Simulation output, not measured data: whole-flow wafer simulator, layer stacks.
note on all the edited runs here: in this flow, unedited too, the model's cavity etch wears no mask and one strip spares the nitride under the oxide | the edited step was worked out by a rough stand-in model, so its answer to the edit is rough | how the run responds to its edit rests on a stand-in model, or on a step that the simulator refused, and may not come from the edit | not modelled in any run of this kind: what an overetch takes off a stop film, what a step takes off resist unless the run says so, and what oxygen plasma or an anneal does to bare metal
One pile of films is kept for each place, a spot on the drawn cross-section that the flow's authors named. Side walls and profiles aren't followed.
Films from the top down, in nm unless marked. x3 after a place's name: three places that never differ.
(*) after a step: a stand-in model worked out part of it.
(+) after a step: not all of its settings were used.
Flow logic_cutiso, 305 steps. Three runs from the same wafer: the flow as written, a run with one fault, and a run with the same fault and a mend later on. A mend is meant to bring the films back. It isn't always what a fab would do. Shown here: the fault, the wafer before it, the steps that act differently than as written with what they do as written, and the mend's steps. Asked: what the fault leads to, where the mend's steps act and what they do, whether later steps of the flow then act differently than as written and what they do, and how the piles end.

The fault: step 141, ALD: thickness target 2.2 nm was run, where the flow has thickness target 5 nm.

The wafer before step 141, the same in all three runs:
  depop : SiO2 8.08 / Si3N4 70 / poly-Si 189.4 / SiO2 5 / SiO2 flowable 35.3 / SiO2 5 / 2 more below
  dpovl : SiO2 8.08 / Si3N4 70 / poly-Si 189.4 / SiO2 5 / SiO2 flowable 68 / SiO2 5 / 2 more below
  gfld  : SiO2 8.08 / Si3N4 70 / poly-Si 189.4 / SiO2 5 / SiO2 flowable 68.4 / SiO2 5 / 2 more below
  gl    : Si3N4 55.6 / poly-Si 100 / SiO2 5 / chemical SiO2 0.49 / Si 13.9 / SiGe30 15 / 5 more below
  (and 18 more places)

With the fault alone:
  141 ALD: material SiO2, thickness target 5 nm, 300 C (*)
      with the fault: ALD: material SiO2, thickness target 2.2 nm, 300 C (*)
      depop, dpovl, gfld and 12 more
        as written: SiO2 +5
        with the fault: SiO2 +2.2
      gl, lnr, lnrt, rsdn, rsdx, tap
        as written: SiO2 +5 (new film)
        with the fault: SiO2 +2.2 (new film)
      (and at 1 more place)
  Later steps of the flow that act differently than as written (25 more steps differ only slightly, by at most 2% or 0.5 nm, whichever is larger, and aren't shown):
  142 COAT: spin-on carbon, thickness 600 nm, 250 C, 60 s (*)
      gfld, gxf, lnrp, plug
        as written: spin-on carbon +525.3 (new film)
        with the fault: spin-on carbon +510.4 (new film)
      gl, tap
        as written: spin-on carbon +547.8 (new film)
        with the fault: spin-on carbon +532.9 (new film)
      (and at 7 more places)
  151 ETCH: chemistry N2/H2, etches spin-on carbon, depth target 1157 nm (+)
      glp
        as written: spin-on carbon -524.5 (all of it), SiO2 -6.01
        with the fault: spin-on carbon -509.6 (all of it), SiO2 -5.68 (all of it), Si3N4 -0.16
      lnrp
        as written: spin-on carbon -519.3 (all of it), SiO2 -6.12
        with the fault: spin-on carbon -504.4 (all of it), SiO2 -5.68 (all of it), SiOCN -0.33
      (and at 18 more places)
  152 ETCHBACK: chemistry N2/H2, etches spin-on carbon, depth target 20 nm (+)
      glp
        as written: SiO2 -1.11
        with the fault: Si3N4 -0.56
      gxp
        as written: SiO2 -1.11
        with the fault: SiO2 -1.37 (all of it)
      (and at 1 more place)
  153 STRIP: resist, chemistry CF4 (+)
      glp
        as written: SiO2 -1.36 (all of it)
        with the fault: Si3N4 -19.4
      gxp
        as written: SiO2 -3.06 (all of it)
        with the fault: Si3N4 -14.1
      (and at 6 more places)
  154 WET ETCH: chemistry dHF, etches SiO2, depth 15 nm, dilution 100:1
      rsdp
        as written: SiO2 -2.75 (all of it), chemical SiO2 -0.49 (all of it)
        with the fault: chemical SiO2 -0.49 (all of it)
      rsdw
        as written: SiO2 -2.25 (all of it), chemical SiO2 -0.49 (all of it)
        with the fault: chemical SiO2 -0.49 (all of it)
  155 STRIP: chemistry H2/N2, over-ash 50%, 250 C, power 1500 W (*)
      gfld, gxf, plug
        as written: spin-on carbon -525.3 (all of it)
        with the fault: spin-on carbon -510.4 (all of it)
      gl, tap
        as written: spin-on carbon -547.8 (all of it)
        with the fault: spin-on carbon -532.9 (all of it)
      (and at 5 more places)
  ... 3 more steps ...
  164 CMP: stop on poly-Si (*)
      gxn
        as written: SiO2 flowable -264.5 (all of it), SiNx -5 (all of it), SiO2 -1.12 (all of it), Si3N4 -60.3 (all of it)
        with the fault: SiO2 flowable -256.4 (all of it), SiNx -10 (all of it), Si3N4 -59.8 (all of it)
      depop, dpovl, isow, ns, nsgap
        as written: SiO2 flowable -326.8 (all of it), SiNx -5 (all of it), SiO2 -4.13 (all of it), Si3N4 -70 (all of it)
        with the fault: SiO2 flowable -326.8 (all of it), SiNx -5 (all of it), SiO2 -1.32 (all of it), Si3N4 -70 (all of it)
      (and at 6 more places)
  At the end the piles differ from the flow's by more than 2% or 0.5 nm, whichever is larger, at iso.
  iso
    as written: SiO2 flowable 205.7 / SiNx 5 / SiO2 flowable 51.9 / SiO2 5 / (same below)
    with the fault: SiO2 flowable 208.9 / SiNx 5 / SiO2 flowable 48.8 / SiO2 5 / (same below)

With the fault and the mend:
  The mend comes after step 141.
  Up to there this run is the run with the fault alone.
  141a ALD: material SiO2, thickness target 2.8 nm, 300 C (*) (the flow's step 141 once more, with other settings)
      depop, dpovl, gfld and 18 more
        SiO2 +2.8
      gxn
        SiO2 +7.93
  No later step of the flow acts differently than as written, at any place that is followed, by more than 2% or 0.5 nm, whichever is larger.
  At the end the piles are the same as the flow's at every place that both follow.
